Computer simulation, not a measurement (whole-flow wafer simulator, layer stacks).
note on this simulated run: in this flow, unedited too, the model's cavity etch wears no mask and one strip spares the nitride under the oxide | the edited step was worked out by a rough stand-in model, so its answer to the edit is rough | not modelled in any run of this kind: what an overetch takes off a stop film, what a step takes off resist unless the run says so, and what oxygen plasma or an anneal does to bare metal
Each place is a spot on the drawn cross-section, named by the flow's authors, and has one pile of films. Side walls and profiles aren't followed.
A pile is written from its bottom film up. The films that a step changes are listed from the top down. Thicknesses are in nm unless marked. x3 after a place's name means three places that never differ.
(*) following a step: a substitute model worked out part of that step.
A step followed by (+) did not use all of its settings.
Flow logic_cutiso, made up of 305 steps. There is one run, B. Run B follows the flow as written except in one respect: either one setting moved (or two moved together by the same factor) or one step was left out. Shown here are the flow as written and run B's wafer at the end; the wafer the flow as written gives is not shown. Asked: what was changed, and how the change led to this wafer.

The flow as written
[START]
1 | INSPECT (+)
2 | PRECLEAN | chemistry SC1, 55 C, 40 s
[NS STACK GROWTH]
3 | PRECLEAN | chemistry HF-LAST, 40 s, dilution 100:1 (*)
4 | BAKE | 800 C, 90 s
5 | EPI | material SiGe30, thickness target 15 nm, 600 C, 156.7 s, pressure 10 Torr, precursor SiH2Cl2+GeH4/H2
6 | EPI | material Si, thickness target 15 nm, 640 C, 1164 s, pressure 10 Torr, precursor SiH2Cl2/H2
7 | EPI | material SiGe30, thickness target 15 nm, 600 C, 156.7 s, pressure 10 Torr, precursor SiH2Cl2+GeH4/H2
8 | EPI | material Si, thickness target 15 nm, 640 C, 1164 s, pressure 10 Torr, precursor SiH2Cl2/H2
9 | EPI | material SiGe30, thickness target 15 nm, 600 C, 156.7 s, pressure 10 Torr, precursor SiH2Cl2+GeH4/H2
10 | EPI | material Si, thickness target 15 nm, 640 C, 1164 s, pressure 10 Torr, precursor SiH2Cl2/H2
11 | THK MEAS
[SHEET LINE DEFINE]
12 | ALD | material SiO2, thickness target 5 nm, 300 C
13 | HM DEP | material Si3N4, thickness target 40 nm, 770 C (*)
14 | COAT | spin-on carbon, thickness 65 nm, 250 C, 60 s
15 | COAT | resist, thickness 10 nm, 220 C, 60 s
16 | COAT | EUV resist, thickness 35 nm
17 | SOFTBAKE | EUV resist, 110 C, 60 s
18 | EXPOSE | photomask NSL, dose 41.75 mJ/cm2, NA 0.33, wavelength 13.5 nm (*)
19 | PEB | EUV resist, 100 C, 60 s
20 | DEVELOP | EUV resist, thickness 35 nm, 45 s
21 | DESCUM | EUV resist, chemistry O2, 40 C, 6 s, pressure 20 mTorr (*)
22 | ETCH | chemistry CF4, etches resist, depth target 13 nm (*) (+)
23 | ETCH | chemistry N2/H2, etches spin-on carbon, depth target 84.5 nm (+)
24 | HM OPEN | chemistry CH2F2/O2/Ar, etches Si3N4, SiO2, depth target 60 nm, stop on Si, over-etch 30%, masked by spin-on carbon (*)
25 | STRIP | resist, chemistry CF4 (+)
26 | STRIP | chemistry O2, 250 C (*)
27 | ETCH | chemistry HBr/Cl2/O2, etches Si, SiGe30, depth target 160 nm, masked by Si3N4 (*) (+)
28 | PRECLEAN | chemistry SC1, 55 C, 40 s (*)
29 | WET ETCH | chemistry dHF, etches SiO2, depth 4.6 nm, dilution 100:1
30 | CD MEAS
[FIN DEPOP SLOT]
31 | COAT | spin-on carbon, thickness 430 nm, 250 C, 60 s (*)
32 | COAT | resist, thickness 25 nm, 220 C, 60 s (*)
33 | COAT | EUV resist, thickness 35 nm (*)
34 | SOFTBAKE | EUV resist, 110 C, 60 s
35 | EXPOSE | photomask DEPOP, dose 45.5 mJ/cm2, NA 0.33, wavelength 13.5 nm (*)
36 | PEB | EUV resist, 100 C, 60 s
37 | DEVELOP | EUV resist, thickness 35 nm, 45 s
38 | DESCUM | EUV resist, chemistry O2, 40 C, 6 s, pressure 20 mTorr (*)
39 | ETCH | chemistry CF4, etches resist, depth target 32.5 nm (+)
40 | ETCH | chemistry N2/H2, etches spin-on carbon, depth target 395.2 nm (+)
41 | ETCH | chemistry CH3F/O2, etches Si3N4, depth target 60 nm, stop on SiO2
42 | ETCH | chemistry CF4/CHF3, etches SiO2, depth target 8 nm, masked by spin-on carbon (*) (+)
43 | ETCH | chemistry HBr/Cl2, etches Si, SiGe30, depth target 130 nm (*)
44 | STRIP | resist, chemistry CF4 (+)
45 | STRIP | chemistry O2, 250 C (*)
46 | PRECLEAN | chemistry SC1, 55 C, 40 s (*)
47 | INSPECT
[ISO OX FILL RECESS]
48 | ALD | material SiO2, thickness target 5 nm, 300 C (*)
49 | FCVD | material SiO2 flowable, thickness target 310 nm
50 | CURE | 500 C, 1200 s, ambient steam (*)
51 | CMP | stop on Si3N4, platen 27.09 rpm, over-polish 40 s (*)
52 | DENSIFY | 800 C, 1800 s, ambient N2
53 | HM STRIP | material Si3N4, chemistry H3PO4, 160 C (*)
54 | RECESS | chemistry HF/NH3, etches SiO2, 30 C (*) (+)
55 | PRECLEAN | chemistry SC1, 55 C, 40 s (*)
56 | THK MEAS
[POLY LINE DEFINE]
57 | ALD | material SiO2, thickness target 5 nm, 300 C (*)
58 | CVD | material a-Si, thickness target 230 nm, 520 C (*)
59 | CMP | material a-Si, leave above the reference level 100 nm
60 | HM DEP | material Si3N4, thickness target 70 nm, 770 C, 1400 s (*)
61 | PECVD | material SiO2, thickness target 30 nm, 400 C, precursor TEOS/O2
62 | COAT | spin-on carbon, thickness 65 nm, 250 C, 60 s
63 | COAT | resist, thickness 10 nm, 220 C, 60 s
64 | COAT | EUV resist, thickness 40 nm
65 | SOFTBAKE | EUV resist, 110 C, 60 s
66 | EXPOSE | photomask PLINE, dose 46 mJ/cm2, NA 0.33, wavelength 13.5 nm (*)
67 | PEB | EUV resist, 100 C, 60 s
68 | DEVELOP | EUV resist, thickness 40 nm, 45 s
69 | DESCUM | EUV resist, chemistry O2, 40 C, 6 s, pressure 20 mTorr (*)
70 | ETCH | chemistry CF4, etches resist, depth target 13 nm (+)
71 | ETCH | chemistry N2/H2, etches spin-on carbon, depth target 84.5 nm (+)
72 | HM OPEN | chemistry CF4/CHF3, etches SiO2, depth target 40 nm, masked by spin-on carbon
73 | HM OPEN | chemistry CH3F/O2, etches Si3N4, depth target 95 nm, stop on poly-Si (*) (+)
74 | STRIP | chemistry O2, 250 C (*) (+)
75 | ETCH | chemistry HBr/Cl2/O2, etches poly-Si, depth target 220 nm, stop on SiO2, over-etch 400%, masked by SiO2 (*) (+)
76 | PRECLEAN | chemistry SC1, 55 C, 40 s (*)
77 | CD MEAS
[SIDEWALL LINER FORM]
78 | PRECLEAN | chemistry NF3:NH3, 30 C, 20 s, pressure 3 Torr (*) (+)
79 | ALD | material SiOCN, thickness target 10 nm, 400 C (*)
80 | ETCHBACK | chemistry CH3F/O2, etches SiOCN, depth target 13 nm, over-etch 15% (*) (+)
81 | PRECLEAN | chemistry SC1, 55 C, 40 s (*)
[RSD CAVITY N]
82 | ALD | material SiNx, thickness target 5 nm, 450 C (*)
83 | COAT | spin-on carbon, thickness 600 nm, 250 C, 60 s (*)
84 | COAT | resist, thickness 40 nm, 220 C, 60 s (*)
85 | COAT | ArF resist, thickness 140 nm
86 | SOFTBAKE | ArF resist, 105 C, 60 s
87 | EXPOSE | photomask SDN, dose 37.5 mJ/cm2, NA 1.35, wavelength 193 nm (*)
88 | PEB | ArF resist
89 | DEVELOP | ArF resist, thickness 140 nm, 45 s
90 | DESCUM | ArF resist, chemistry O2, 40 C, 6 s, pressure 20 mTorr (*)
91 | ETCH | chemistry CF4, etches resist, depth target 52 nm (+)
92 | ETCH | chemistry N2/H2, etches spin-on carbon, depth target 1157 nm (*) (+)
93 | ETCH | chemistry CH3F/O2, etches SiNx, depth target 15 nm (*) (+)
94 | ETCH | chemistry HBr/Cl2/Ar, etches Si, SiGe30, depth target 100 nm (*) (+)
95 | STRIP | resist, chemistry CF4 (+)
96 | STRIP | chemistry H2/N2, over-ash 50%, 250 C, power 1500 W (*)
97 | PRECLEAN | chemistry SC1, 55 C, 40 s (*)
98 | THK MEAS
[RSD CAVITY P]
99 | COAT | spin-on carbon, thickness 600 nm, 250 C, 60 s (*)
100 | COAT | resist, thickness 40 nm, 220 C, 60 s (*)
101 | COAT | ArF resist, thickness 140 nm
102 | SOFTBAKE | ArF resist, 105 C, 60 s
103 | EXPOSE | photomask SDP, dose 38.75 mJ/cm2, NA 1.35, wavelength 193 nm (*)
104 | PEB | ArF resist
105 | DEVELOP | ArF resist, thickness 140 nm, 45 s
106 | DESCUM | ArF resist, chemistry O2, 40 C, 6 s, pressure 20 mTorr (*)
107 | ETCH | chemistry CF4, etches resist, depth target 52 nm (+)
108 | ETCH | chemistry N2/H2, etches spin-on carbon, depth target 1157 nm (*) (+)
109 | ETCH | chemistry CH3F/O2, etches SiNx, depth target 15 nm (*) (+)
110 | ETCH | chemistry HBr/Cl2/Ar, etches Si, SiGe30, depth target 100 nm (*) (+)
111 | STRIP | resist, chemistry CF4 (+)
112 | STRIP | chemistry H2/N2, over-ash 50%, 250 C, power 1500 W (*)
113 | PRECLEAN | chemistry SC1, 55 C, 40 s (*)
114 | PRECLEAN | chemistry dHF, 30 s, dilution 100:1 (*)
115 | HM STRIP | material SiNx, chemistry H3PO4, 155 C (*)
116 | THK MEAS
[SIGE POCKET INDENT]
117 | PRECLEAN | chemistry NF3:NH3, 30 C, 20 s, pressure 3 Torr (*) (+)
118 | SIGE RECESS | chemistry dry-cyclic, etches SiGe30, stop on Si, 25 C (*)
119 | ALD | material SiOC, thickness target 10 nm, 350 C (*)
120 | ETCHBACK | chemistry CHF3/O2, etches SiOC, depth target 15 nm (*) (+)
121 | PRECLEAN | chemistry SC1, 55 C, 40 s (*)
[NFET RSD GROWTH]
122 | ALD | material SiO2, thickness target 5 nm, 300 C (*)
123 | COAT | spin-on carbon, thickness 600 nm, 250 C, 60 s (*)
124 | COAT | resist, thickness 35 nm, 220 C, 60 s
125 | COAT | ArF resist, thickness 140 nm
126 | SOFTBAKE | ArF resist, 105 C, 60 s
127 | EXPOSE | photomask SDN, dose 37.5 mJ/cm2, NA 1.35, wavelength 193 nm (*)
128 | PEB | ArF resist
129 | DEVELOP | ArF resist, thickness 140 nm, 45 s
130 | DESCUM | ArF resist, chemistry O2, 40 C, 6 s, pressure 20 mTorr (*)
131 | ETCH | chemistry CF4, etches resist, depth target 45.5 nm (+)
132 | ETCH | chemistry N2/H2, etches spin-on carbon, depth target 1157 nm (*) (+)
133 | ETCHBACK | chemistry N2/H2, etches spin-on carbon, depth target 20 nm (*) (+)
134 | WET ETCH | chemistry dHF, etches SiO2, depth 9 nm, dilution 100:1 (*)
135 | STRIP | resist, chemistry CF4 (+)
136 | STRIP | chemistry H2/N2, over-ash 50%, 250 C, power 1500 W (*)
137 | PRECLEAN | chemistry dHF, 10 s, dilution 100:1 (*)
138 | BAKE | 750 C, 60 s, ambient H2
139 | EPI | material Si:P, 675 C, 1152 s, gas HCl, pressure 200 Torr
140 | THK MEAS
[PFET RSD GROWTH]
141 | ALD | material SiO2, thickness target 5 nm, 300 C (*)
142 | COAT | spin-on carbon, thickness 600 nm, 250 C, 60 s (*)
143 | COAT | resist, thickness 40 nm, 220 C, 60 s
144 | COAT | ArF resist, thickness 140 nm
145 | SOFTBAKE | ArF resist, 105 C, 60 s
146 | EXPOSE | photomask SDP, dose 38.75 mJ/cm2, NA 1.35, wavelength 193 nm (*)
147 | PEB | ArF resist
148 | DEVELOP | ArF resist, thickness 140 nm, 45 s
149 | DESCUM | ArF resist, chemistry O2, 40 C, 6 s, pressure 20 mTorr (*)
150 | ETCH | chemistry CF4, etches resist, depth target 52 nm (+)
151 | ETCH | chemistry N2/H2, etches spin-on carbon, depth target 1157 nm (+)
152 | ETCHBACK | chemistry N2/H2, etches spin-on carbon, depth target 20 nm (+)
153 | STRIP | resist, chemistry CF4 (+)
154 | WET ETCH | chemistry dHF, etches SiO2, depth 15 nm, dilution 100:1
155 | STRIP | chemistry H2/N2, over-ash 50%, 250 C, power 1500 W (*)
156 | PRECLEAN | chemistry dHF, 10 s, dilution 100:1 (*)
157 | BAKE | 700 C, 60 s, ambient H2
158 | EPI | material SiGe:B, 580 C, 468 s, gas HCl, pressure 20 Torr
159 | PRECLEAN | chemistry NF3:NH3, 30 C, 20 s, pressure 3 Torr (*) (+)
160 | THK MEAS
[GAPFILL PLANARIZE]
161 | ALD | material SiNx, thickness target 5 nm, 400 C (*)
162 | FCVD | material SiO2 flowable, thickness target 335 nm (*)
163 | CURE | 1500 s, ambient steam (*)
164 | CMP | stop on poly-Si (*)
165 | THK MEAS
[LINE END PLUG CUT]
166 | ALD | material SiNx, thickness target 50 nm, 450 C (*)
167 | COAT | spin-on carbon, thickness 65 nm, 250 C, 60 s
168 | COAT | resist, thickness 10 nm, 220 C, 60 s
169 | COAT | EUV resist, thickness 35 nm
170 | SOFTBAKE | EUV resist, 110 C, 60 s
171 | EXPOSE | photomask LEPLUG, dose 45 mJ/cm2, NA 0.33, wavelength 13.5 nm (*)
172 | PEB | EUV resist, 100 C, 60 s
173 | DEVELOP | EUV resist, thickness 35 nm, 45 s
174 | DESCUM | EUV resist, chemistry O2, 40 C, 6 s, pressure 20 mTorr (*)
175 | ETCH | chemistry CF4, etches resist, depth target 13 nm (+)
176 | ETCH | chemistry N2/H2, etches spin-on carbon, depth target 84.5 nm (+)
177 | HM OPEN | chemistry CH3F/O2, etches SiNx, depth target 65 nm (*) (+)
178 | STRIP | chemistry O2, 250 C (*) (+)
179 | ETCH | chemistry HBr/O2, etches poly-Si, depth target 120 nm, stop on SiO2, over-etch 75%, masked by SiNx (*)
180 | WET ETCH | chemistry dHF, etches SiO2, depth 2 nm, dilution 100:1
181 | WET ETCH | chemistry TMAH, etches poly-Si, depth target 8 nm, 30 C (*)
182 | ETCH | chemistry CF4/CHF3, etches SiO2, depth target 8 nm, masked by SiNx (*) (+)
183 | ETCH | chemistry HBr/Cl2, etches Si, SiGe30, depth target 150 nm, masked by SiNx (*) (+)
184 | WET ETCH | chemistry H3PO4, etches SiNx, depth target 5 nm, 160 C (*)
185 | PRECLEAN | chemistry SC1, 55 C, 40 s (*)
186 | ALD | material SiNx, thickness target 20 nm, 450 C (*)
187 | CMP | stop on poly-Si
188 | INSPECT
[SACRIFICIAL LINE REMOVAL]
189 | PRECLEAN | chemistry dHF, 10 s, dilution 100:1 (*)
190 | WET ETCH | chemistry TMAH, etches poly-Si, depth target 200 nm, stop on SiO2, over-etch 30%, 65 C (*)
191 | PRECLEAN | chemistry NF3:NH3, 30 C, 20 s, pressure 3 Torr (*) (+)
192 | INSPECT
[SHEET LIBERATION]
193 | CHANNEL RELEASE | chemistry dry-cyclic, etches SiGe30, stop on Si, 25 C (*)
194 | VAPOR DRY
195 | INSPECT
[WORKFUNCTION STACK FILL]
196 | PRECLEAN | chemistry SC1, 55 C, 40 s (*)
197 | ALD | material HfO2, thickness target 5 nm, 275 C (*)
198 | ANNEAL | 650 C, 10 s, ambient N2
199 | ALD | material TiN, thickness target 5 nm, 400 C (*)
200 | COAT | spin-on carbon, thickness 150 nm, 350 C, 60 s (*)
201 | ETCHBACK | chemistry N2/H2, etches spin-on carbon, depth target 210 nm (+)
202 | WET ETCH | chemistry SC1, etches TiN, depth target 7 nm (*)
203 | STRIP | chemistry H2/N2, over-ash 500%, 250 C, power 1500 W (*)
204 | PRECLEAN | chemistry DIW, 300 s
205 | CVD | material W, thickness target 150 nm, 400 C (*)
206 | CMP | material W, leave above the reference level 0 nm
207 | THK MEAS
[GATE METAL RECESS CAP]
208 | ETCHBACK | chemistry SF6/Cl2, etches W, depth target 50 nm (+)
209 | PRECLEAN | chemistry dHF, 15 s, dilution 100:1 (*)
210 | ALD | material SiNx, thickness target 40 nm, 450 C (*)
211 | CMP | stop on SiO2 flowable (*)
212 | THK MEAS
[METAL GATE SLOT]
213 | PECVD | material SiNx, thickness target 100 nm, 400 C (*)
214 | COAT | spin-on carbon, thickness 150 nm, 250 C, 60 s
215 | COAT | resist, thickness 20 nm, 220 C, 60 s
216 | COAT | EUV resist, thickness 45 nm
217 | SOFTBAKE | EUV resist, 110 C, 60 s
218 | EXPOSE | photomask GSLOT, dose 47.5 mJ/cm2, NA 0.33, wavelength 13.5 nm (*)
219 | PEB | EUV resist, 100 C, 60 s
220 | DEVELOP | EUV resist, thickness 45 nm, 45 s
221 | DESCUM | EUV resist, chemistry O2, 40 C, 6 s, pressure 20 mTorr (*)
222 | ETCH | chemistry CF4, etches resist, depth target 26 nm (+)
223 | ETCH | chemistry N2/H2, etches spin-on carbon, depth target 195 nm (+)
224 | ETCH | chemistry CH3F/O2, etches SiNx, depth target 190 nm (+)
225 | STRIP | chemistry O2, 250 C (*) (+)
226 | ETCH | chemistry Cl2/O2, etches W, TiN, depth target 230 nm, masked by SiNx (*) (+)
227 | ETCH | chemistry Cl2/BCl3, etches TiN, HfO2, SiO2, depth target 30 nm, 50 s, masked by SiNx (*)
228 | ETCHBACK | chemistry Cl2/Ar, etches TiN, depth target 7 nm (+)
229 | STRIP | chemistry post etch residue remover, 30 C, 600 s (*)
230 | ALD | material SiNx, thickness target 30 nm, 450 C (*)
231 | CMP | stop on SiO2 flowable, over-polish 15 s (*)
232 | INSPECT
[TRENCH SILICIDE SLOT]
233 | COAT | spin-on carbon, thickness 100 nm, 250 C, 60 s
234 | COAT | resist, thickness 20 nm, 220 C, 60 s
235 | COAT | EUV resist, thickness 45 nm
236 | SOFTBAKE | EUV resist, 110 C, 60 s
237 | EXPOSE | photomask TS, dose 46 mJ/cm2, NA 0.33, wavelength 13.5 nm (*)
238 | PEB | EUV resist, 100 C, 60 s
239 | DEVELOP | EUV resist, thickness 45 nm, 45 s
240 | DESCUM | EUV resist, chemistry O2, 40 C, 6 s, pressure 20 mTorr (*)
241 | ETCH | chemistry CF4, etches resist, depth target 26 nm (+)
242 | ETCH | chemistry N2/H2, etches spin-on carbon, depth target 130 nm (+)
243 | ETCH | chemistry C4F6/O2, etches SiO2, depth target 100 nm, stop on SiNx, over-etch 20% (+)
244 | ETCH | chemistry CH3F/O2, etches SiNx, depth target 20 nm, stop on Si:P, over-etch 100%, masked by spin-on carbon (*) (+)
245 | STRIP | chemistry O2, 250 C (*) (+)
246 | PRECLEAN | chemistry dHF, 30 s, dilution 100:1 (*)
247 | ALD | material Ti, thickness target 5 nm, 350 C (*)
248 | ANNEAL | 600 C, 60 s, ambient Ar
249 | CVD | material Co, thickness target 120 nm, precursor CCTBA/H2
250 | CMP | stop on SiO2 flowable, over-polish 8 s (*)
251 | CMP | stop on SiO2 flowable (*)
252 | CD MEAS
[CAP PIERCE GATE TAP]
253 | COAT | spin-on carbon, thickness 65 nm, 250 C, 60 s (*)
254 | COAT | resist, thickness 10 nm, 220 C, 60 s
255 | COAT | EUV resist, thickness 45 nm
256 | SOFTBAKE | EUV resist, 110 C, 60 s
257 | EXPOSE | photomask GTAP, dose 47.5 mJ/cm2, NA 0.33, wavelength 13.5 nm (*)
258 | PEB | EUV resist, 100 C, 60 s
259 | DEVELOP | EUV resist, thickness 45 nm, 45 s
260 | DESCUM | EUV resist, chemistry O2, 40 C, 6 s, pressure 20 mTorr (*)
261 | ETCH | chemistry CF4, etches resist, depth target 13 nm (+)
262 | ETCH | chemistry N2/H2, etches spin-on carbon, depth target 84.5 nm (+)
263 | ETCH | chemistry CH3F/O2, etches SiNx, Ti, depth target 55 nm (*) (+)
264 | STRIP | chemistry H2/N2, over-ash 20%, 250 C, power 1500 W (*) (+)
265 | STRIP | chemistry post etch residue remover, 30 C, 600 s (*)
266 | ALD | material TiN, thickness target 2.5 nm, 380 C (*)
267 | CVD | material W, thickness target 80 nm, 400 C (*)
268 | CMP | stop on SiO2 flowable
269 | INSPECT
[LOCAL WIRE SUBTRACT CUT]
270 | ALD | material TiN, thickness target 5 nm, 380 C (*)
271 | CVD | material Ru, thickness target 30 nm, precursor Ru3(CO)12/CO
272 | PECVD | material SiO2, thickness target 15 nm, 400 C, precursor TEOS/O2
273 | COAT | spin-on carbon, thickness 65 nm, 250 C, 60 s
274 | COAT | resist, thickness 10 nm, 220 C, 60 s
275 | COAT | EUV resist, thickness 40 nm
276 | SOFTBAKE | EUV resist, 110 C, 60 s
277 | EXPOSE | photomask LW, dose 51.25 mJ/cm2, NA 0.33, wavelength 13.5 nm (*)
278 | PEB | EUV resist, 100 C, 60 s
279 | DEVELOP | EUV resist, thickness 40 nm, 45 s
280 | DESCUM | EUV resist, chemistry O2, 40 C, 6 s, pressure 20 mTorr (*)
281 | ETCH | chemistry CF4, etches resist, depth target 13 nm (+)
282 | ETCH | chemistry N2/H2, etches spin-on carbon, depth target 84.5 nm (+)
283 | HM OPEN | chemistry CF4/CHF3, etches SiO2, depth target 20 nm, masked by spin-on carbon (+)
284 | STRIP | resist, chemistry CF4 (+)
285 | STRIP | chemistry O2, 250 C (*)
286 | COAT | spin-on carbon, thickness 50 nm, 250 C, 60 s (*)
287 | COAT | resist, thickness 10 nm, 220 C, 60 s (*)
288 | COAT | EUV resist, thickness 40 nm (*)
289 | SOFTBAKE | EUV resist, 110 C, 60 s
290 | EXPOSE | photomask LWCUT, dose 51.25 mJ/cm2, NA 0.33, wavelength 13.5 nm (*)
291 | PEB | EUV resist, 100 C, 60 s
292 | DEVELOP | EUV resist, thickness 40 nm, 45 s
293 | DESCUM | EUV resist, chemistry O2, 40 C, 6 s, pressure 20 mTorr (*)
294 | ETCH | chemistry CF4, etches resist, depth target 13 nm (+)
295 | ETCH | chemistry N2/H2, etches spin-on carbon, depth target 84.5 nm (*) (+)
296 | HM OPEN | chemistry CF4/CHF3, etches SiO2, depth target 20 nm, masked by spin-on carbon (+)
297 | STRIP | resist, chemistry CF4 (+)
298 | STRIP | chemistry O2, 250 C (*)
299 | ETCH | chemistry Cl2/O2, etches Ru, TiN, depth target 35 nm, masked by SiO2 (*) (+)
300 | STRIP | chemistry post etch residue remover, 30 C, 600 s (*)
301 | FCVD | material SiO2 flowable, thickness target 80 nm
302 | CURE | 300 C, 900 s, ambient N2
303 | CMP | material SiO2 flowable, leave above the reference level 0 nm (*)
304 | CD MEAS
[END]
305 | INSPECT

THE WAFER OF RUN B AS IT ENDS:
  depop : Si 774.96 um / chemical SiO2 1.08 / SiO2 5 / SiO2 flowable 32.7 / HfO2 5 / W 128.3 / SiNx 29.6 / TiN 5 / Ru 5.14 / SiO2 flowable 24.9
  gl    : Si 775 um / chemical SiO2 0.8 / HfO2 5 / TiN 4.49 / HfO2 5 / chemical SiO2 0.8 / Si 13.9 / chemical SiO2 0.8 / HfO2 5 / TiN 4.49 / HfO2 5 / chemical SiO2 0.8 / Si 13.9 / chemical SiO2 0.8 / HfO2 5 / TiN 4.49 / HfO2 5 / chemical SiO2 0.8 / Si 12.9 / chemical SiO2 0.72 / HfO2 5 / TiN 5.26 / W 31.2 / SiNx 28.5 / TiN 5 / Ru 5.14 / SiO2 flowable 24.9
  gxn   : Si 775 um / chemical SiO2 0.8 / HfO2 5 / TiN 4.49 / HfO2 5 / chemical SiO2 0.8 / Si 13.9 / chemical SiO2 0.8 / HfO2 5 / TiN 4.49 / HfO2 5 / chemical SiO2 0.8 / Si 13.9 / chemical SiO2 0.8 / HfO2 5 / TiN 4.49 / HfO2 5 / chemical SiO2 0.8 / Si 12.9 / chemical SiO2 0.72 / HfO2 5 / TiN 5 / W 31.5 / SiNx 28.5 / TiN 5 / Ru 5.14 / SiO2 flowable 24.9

Cause: step 299, ETCH: depth target 24.5 nm was run, while the flow as written has depth target 35 nm.

The path from the change to this, step by step:
  299 | ETCH | chemistry Cl2/O2, etches Ru, TiN, depth target 35 nm, masked by SiO2 (*) (+)
      depop, dpovl, gfld and 15 more: -24.5 Ru (in the flow as written it would be: -29.6 Ru (all of it), -5 TiN (all of it))
  301 | FCVD | material SiO2 flowable, thickness target 80 nm
      iso, rsdx: +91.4 SiO2 flowable (new film) (in the flow as written it would be: +94.2 SiO2 flowable)
      gfld, gl, glp, gxf, gxn, gxp, plug: +91.4 SiO2 flowable (new film) (in the flow as written it would be: +94.4 SiO2 flowable (new film))
      (also at 8 further places)
  303 | CMP | material SiO2 flowable, leave above the reference level 0 nm (*)
      gfld, gl, glp and 10 more: -66.5 SiO2 flowable (in the flow as written it would be: -59.2 SiO2 flowable)
      depop, dpovl, isow, ns, nsgap: -55.1 SiO2 flowable (in the flow as written it would be: -44.7 SiO2 flowable)
      (also at 4 further places)
With metal films that touch counted as one body, depop has 2 bodies (between them, from the top down: SiNx 29.6); the flow as written gives 1 body.
With metal films that touch counted as one body, gl has 5 bodies (between them, from the top down: SiNx 28.5; HfO2 5 / chemical SiO2 0.72 / Si 12.9 / chemical SiO2 0.8 / HfO2 5; HfO2 5 / chemical SiO2 0.8 / Si 13.9 / chemical SiO2 0.8 / HfO2 5; HfO2 5 / chemical SiO2 0.8 / Si 13.9 / chemical SiO2 0.8 / HfO2 5); the flow as written gives 4 bodies (between them, from the top down: HfO2 5 / chemical SiO2 0.72 / Si 12.9 / chemical SiO2 0.8 / HfO2 5; HfO2 5 / chemical SiO2 0.8 / Si 13.9 / chemical SiO2 0.8 / HfO2 5; HfO2 5 / chemical SiO2 0.8 / Si 13.9 / chemical SiO2 0.8 / HfO2 5).
With metal films that touch counted as one body, gxn has 5 bodies (between them, from the top down: SiNx 28.5; HfO2 5 / chemical SiO2 0.72 / Si 12.9 / chemical SiO2 0.8 / HfO2 5; HfO2 5 / chemical SiO2 0.8 / Si 13.9 / chemical SiO2 0.8 / HfO2 5; HfO2 5 / chemical SiO2 0.8 / Si 13.9 / chemical SiO2 0.8 / HfO2 5); the flow as written gives 4 bodies (between them, from the top down: HfO2 5 / chemical SiO2 0.72 / Si 12.9 / chemical SiO2 0.8 / HfO2 5; HfO2 5 / chemical SiO2 0.8 / Si 13.9 / chemical SiO2 0.8 / HfO2 5; HfO2 5 / chemical SiO2 0.8 / Si 13.9 / chemical SiO2 0.8 / HfO2 5).
